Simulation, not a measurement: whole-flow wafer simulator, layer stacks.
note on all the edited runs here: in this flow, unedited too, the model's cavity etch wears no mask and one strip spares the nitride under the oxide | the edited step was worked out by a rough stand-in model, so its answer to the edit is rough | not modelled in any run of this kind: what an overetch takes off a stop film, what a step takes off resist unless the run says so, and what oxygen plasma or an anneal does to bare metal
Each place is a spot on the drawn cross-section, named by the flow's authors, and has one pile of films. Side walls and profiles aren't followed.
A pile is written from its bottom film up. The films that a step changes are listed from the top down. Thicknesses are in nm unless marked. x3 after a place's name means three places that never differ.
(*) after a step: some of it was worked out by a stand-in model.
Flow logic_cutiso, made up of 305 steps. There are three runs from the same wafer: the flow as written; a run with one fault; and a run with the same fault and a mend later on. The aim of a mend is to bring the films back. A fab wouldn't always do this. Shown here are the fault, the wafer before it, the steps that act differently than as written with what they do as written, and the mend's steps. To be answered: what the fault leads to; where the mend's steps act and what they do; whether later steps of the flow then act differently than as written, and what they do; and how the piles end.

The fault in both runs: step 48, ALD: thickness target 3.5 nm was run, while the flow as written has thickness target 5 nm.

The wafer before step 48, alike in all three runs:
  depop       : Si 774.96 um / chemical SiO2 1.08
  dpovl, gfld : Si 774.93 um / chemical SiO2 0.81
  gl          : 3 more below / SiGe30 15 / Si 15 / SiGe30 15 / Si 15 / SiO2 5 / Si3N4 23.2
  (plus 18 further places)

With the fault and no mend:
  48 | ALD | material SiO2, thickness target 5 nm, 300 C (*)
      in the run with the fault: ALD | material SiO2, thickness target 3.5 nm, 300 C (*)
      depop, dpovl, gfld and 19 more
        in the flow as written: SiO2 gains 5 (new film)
        in the run with the fault: SiO2 gains 3.5 (new film)
  Later steps of the flow acting differently than as written (5 other steps are not shown; they differ only slightly, by no more than 2% or 0.5 nm, whichever is larger):
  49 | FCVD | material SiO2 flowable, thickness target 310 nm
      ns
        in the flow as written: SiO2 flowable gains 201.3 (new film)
        in the run with the fault: SiO2 flowable gains 195.2 (new film)
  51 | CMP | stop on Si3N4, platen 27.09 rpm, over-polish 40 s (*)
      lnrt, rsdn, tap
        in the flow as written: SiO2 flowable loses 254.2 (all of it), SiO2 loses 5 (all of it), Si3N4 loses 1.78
        in the run with the fault: SiO2 flowable loses 253.4 (all of it), SiO2 loses 3.5 (all of it), Si3N4 loses 1.78
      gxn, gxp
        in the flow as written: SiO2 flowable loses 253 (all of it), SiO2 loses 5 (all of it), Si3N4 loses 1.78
        in the run with the fault: SiO2 flowable loses 252.2 (all of it), SiO2 loses 3.5 (all of it), Si3N4 loses 1.78
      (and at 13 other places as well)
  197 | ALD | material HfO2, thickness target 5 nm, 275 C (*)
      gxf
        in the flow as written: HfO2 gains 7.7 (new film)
        in the run with the fault: HfO2 gains 5.06 (new film)
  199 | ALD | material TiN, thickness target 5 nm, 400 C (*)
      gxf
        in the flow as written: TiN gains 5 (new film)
        in the run with the fault: TiN gains 7.58 (new film)
  At depop, dpovl, gfld, gxf, iso, isow, lnri, nsgap, the piles at the end differ from the flow's by more than 2% or 0.5 nm, whichever is larger.
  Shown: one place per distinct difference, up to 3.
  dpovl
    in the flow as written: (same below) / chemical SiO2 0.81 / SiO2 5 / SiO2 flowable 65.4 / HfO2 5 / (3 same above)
    in the run with the fault: (same below) / chemical SiO2 0.81 / SiO2 3.5 / SiO2 flowable 66.9 / HfO2 5 / (3 same above)
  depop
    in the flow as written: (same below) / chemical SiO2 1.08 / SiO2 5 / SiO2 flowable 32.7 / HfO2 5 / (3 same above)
    in the run with the fault: (same below) / chemical SiO2 1.08 / SiO2 3.5 / SiO2 flowable 34.2 / HfO2 5 / (3 same above)
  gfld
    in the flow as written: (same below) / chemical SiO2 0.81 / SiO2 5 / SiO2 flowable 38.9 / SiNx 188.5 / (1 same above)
    in the run with the fault: (same below) / chemical SiO2 0.81 / SiO2 3.5 / SiO2 flowable 40.4 / SiNx 188.5 / (1 same above)

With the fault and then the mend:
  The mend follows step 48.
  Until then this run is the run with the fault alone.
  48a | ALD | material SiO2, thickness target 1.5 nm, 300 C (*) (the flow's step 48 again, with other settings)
      depop, dpovl, gfld and 19 more
        SiO2 gains 1.5
  Later steps of the flow that are run all act as written at every place that is followed.
  The piles end the same as the flow's at every place that both follow.
